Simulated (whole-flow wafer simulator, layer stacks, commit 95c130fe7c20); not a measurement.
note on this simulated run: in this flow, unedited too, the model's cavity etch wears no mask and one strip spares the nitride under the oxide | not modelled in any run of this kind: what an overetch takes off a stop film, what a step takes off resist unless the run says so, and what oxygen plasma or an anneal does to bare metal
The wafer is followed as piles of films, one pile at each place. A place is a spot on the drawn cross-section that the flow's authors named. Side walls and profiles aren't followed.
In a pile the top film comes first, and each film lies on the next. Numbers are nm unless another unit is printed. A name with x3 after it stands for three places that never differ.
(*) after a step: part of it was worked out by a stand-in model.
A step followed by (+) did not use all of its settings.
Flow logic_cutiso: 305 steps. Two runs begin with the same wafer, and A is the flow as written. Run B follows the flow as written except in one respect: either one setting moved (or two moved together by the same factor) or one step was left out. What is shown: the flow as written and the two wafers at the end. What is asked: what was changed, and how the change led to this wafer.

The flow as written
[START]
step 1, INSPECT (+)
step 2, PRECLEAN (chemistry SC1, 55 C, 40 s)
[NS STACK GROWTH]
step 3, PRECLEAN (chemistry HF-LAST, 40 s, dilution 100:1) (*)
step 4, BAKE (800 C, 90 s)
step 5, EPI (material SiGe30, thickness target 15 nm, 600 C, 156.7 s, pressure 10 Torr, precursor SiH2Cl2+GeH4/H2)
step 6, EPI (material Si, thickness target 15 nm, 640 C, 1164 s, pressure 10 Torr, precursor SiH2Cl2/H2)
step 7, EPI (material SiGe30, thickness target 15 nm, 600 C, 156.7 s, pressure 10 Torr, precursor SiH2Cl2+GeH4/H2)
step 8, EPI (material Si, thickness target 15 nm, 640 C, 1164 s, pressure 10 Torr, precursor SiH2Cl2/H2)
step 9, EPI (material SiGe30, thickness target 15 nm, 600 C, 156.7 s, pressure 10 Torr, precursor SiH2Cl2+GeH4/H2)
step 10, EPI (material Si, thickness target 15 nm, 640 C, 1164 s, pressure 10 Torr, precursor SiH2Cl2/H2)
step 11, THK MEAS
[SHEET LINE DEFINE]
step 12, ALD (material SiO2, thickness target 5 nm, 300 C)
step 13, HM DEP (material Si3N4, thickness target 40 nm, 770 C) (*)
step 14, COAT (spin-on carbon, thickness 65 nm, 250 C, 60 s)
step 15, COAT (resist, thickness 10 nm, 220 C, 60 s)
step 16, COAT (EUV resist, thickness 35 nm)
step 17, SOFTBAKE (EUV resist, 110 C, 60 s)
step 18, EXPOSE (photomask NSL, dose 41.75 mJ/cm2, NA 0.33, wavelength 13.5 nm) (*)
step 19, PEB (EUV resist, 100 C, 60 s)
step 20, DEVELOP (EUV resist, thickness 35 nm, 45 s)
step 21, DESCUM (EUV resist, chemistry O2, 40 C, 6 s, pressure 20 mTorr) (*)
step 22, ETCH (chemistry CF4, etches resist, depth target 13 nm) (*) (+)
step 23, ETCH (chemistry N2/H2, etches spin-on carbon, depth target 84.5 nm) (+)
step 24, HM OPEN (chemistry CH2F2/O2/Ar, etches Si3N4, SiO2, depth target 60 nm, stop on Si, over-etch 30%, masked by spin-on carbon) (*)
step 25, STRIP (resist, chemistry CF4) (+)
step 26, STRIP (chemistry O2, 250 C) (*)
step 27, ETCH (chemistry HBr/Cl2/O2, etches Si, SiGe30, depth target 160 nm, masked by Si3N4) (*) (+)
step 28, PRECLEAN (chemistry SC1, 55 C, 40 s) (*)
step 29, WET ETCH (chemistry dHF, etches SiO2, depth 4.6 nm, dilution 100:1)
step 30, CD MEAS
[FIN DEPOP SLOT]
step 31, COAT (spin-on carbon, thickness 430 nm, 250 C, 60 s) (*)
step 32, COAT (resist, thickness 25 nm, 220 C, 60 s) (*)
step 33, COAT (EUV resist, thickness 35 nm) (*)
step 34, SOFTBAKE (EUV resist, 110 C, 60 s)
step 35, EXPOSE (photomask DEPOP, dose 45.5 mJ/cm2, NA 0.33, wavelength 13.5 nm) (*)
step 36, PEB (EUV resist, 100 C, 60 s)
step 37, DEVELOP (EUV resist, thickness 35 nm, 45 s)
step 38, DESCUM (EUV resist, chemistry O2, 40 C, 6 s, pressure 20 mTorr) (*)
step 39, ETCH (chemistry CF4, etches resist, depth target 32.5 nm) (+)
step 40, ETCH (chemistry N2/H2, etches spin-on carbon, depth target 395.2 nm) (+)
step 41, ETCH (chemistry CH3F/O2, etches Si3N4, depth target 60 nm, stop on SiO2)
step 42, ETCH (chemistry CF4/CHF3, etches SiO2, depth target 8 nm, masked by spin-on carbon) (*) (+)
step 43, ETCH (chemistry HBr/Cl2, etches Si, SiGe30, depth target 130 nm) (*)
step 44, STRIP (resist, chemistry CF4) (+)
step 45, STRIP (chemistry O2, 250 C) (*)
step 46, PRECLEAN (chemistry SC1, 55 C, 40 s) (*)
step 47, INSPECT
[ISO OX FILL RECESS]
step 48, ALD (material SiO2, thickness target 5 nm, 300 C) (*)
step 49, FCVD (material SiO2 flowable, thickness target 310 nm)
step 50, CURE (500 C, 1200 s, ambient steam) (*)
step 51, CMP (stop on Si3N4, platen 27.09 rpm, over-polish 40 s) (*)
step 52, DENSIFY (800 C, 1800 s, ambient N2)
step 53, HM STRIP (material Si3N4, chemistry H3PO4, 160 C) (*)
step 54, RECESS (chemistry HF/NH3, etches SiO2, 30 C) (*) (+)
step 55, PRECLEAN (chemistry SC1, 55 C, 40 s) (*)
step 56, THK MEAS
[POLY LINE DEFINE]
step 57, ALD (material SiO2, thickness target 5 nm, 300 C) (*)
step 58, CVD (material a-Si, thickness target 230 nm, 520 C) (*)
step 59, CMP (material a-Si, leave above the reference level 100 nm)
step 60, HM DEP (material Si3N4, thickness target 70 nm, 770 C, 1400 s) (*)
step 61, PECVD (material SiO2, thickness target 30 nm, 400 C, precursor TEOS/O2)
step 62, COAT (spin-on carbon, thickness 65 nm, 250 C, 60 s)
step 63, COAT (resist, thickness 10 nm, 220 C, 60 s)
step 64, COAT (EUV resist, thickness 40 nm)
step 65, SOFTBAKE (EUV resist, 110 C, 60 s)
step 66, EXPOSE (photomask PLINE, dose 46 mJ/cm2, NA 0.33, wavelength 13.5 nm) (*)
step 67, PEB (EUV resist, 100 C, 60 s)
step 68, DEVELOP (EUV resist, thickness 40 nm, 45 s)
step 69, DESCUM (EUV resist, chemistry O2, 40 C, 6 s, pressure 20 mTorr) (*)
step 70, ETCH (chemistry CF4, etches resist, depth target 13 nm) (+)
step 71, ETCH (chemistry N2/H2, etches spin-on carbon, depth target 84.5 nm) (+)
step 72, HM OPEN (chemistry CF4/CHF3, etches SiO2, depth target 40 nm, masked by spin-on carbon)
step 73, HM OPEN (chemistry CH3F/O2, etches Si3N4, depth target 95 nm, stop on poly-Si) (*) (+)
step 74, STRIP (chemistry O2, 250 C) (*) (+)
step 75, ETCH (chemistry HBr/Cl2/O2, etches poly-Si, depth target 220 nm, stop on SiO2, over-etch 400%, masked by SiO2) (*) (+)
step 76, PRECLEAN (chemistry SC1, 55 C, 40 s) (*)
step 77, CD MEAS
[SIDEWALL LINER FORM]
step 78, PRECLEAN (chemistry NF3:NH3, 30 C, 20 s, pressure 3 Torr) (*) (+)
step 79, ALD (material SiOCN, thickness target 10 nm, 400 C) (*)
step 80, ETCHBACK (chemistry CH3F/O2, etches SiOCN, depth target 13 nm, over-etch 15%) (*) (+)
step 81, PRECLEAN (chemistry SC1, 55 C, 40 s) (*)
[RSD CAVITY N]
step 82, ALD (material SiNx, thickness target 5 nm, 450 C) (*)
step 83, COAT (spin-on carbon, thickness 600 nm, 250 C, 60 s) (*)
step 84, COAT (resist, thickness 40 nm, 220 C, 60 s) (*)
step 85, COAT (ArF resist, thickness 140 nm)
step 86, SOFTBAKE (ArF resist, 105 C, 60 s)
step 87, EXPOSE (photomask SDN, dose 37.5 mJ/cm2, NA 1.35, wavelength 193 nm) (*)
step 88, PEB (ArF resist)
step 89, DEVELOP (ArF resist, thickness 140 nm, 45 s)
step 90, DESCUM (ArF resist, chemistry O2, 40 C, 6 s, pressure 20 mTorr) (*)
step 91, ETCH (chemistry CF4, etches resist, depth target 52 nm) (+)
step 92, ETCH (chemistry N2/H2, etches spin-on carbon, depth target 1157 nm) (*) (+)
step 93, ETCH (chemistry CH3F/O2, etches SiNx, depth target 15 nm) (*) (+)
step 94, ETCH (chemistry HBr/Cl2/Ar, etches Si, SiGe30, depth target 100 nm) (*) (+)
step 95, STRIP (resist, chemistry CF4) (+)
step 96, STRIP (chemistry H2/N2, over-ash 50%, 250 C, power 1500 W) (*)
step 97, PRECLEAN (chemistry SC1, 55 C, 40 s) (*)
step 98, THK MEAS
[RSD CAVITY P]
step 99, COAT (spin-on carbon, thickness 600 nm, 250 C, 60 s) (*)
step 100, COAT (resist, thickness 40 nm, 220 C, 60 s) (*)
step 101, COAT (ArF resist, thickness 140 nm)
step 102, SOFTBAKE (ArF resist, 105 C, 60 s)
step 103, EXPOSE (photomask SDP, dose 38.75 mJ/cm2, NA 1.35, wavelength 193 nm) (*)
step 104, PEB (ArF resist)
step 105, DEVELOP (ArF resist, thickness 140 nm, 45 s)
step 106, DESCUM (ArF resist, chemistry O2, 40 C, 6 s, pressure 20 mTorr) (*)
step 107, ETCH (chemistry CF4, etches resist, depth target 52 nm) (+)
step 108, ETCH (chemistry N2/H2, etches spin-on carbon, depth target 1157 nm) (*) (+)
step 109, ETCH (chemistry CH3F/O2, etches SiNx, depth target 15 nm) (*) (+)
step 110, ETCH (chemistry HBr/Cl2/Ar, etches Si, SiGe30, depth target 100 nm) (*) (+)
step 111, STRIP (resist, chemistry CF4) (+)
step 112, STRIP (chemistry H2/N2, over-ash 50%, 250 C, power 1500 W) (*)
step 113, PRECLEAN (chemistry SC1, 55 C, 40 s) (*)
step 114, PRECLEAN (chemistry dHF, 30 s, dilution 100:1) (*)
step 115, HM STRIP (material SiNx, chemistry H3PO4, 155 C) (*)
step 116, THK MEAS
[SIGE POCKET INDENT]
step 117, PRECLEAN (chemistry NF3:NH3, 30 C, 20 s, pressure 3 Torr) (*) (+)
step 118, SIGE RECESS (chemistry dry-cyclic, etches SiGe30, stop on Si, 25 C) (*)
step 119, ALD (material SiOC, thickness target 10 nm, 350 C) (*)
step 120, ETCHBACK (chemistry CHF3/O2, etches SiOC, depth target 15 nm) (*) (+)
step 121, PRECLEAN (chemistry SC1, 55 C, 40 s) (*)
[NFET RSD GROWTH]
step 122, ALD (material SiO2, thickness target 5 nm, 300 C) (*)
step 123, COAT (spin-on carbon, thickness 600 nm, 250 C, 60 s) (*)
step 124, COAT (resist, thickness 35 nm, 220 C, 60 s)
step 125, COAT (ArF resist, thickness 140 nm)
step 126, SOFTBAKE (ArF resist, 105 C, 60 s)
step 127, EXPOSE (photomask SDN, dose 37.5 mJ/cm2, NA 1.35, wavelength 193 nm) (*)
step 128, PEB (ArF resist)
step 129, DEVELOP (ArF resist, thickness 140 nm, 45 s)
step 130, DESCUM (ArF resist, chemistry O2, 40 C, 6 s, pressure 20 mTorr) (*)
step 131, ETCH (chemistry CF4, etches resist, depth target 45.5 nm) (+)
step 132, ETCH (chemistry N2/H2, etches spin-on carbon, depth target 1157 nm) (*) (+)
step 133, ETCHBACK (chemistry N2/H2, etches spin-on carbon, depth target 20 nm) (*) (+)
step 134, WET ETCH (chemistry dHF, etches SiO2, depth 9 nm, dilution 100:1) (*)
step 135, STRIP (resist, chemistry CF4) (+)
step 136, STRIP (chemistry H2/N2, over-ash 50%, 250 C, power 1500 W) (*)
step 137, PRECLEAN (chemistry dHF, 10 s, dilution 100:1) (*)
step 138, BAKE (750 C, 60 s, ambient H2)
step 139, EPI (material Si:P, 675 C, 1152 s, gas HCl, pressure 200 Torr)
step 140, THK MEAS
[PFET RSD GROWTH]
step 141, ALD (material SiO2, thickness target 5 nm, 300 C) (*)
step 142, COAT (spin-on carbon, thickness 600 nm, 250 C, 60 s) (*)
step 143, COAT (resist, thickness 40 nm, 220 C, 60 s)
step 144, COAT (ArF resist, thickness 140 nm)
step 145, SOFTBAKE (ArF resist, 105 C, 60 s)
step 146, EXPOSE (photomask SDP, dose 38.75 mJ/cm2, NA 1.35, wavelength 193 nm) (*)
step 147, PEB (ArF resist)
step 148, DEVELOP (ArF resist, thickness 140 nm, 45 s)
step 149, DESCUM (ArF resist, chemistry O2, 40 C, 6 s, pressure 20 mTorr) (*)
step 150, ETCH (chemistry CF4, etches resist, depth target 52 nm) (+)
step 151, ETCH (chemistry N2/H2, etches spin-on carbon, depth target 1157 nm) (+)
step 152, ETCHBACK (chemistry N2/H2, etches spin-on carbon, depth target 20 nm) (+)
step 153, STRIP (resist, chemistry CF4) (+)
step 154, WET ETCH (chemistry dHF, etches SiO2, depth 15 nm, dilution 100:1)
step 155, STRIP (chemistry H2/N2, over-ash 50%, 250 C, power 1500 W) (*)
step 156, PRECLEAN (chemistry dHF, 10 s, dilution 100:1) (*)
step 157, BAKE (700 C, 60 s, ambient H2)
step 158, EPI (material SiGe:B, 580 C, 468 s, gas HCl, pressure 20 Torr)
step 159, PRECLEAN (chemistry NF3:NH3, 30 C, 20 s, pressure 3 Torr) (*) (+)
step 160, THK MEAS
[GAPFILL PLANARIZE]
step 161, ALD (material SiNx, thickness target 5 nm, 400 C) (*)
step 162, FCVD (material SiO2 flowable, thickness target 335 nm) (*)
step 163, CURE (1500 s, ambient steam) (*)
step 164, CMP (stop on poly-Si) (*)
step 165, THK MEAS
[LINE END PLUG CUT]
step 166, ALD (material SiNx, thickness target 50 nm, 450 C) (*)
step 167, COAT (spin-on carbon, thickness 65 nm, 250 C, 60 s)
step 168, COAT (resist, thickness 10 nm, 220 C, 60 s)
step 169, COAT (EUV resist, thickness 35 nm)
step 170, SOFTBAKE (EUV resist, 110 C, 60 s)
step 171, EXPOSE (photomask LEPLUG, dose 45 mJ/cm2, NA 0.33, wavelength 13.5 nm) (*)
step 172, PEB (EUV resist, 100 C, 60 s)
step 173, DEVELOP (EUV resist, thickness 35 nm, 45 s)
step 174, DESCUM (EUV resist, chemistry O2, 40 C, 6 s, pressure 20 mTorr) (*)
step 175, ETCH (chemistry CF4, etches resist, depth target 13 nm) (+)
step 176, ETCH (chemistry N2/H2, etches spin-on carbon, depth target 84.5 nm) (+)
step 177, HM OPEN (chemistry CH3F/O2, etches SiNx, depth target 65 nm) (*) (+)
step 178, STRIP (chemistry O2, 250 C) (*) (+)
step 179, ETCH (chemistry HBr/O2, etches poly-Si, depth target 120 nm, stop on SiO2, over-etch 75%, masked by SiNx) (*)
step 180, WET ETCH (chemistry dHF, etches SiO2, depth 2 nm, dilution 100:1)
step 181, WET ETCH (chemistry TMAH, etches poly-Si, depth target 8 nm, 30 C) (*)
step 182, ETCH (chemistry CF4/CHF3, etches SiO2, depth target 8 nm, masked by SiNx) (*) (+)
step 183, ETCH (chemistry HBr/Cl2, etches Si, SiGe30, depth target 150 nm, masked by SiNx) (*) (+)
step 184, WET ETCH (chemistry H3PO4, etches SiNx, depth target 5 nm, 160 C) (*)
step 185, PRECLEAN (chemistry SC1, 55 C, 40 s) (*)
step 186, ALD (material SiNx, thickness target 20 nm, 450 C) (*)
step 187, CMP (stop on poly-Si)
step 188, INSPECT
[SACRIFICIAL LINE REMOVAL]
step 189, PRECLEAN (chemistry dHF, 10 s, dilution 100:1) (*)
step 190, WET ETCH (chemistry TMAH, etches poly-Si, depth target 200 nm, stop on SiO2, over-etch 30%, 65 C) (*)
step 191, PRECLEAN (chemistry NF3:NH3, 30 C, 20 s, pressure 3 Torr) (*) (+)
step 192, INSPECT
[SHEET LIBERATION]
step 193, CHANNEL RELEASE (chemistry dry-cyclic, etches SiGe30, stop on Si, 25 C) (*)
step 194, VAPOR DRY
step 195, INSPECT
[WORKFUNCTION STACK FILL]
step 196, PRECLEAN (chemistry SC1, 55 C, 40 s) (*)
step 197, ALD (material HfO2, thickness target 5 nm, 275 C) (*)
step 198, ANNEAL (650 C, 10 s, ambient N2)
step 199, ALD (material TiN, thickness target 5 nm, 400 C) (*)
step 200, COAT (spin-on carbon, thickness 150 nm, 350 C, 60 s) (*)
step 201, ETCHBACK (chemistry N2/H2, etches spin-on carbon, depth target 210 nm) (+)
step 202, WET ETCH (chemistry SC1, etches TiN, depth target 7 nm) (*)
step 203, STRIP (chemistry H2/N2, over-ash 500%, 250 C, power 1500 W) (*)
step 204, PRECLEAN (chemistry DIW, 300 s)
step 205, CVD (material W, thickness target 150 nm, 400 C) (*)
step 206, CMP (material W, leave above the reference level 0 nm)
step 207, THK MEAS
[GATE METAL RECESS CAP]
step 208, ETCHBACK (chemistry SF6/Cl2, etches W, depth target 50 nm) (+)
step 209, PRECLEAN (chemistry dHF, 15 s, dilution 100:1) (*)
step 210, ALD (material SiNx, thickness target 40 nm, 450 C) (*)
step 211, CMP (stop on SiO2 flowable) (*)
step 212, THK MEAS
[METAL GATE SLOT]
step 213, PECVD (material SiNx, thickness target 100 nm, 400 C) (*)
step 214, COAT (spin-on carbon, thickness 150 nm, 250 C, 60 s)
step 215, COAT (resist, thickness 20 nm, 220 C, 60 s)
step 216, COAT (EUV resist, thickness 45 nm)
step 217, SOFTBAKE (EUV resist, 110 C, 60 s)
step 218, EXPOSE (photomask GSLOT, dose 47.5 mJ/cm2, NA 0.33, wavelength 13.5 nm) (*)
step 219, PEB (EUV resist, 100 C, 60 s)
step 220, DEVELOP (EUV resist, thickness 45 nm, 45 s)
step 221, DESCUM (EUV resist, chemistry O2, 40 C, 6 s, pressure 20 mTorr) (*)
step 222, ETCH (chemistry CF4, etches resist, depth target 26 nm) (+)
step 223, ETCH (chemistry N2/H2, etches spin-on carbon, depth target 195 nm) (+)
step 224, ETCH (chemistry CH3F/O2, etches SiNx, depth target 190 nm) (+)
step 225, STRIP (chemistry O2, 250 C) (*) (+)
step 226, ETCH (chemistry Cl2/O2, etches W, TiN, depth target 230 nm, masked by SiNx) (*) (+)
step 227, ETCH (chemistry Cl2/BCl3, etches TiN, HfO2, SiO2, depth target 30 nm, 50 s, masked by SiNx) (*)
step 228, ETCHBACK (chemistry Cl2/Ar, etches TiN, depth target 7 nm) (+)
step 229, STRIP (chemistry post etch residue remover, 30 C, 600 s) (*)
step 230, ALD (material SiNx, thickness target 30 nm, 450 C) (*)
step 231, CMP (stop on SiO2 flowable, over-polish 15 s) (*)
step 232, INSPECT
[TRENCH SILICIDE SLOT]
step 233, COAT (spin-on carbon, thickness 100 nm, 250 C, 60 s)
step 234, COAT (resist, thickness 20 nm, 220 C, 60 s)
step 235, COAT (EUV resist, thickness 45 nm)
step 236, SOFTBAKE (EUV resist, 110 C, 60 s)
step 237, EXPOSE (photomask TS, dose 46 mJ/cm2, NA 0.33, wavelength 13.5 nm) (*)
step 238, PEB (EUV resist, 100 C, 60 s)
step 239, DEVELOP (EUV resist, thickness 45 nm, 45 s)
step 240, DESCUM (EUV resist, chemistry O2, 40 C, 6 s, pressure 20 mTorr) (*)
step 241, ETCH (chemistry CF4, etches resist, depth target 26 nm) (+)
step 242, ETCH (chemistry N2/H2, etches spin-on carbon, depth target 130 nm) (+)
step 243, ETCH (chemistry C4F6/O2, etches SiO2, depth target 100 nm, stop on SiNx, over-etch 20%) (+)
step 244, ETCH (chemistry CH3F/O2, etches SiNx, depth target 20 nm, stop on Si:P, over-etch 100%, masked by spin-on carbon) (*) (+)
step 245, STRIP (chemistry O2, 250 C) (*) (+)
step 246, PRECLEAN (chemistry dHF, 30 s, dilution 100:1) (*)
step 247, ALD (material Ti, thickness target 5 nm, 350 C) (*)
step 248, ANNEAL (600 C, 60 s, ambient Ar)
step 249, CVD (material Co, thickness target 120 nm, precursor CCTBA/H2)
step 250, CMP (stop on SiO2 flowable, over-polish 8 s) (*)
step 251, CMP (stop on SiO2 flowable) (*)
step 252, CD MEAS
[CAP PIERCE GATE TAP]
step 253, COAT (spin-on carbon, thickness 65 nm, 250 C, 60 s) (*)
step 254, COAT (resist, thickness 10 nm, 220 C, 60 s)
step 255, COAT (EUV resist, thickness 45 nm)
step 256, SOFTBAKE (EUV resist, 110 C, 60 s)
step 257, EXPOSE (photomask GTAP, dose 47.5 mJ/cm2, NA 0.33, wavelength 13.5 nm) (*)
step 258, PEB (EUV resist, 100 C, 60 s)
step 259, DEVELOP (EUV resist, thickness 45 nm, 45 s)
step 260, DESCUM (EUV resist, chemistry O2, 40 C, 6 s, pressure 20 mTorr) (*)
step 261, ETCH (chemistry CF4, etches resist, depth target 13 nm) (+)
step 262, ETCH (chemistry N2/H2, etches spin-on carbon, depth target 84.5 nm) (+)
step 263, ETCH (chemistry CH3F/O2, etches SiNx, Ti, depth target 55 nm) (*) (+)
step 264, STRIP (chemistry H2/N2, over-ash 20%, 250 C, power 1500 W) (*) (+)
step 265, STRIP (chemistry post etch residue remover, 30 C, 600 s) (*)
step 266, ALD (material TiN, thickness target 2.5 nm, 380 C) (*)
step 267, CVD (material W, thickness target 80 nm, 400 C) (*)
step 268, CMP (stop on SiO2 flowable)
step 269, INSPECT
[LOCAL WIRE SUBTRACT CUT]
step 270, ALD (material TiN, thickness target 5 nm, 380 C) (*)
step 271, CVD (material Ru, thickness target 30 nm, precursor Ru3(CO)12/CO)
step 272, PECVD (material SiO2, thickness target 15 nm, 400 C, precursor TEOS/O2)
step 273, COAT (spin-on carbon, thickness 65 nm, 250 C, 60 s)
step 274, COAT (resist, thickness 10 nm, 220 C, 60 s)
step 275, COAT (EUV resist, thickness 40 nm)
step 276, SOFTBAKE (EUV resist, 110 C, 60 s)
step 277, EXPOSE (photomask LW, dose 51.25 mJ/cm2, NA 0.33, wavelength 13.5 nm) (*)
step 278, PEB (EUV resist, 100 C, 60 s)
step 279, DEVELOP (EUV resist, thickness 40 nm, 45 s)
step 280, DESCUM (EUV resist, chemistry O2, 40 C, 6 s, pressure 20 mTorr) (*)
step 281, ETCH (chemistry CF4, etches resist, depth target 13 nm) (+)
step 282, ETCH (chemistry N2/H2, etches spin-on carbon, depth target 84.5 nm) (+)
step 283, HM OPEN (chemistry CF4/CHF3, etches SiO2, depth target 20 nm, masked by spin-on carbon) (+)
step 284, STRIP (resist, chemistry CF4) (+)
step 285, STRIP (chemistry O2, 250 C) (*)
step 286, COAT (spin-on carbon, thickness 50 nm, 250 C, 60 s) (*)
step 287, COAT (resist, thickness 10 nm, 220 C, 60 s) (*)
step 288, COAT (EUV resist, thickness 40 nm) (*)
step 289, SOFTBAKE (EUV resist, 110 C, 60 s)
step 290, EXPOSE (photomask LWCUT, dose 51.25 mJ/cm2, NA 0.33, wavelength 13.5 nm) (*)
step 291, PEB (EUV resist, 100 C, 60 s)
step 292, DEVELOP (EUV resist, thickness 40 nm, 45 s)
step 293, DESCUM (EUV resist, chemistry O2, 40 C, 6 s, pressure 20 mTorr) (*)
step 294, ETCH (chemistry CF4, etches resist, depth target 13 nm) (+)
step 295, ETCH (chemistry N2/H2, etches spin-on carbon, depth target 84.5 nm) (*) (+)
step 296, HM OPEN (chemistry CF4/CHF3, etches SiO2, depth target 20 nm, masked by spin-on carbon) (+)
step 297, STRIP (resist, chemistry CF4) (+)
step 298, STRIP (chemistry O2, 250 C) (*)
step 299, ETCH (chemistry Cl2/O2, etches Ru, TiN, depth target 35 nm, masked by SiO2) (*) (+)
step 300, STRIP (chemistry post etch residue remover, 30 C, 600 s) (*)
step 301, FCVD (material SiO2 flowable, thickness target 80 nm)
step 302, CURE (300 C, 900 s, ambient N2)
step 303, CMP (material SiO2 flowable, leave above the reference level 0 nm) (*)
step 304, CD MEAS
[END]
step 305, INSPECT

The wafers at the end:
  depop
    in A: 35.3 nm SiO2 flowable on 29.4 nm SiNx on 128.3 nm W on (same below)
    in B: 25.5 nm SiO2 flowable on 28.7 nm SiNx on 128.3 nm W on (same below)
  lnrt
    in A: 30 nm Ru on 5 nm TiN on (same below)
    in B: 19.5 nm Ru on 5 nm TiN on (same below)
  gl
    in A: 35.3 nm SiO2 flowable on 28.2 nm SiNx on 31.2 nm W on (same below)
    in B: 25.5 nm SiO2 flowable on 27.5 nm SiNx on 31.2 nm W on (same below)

The reason: step 271, CVD: thickness target 19.5 nm was run, while the flow as written has thickness target 30 nm.
The wafer lets one read it off: lnrt has Ru 19.5, and step 271 as written asks for 30 nm.

Step by step, how the change led to this:
  step 271, CVD (material Ru, thickness target 30 nm, precursor Ru3(CO)12/CO)
      depop, dpovl, gfld and 19 more: A Ru gains 30 (new film) | B Ru gains 19.5 (new film)
  step 299, ETCH (chemistry Cl2/O2, etches Ru, TiN, depth target 35 nm, masked by SiO2) (*) (+)
      depop, dpovl, gfld and 9 more: A Ru loses 29.6 (all of it), TiN loses 5 (all of it) | B Ru loses 19.1 (all of it), TiN loses 5 (all of it), SiNx loses 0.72
      iso, rsdx: A Ru loses 29.6 (all of it), TiN loses 5 (all of it) | B Ru loses 19.1 (all of it), TiN loses 5 (all of it), SiO2 flowable loses 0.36
      (also at 4 further places)
  step 301, FCVD (material SiO2 flowable, thickness target 80 nm)
      gfld, gl, glp, gxf, gxn, gxp, plug: A SiO2 flowable gains 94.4 (new film) | B SiO2 flowable gains 91.8 (new film)
      lnrt, rsdn, rsdp, tap: A SiO2 flowable gains 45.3 (new film) | B SiO2 flowable gains 52.5 (new film)
      (also at 6 further places)
  step 303, CMP (material SiO2 flowable, leave above the reference level 0 nm) (*)
      gfld, gl, glp and 10 more: A SiO2 flowable loses 59.2 | B SiO2 flowable loses 66.3
      depop, dpovl, isow, ns, nsgap: A SiO2 flowable loses 44.7 | B SiO2 flowable loses 54.5
      (also at 4 further places)
